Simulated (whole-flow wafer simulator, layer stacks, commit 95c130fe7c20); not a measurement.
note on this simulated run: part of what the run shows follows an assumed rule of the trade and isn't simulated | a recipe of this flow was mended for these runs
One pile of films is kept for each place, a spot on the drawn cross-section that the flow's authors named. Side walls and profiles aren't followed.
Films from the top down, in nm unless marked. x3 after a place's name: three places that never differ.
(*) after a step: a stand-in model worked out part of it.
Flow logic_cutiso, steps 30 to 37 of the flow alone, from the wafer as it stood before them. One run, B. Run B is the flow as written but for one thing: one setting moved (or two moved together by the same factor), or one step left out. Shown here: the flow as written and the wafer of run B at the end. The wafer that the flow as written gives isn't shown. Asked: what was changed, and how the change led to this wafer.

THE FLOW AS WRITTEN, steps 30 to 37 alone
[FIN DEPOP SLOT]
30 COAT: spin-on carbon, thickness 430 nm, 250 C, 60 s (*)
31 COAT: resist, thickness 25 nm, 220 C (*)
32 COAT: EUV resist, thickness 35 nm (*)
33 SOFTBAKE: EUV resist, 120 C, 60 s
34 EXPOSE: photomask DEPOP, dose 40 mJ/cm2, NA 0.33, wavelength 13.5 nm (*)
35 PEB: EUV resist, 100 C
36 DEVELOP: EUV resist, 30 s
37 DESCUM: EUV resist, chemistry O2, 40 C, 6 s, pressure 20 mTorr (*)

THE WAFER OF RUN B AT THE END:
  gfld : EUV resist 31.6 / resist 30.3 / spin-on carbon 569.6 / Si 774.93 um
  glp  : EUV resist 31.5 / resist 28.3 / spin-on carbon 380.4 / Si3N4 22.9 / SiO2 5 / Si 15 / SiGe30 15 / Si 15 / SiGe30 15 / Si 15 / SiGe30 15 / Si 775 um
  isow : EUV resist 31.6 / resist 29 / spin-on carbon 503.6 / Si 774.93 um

The cause: step 31, COAT: thickness 29 nm was run, where the flow has thickness 25 nm.
It can be read off the wafer: isow has resist 29, and step 31 as written asks for 25 nm.

How the change led to this, step by step:
  31 COAT: resist, thickness 25 nm, 220 C (*)
      depop, dpovl, isow, ns, nsgap: resist +29 (new film) (as written it would be: resist +25 (new film))
      gfld, lnri: resist +30.3 (new film) (as written it would be: resist +26.3 (new film))
      (and at 15 more places)
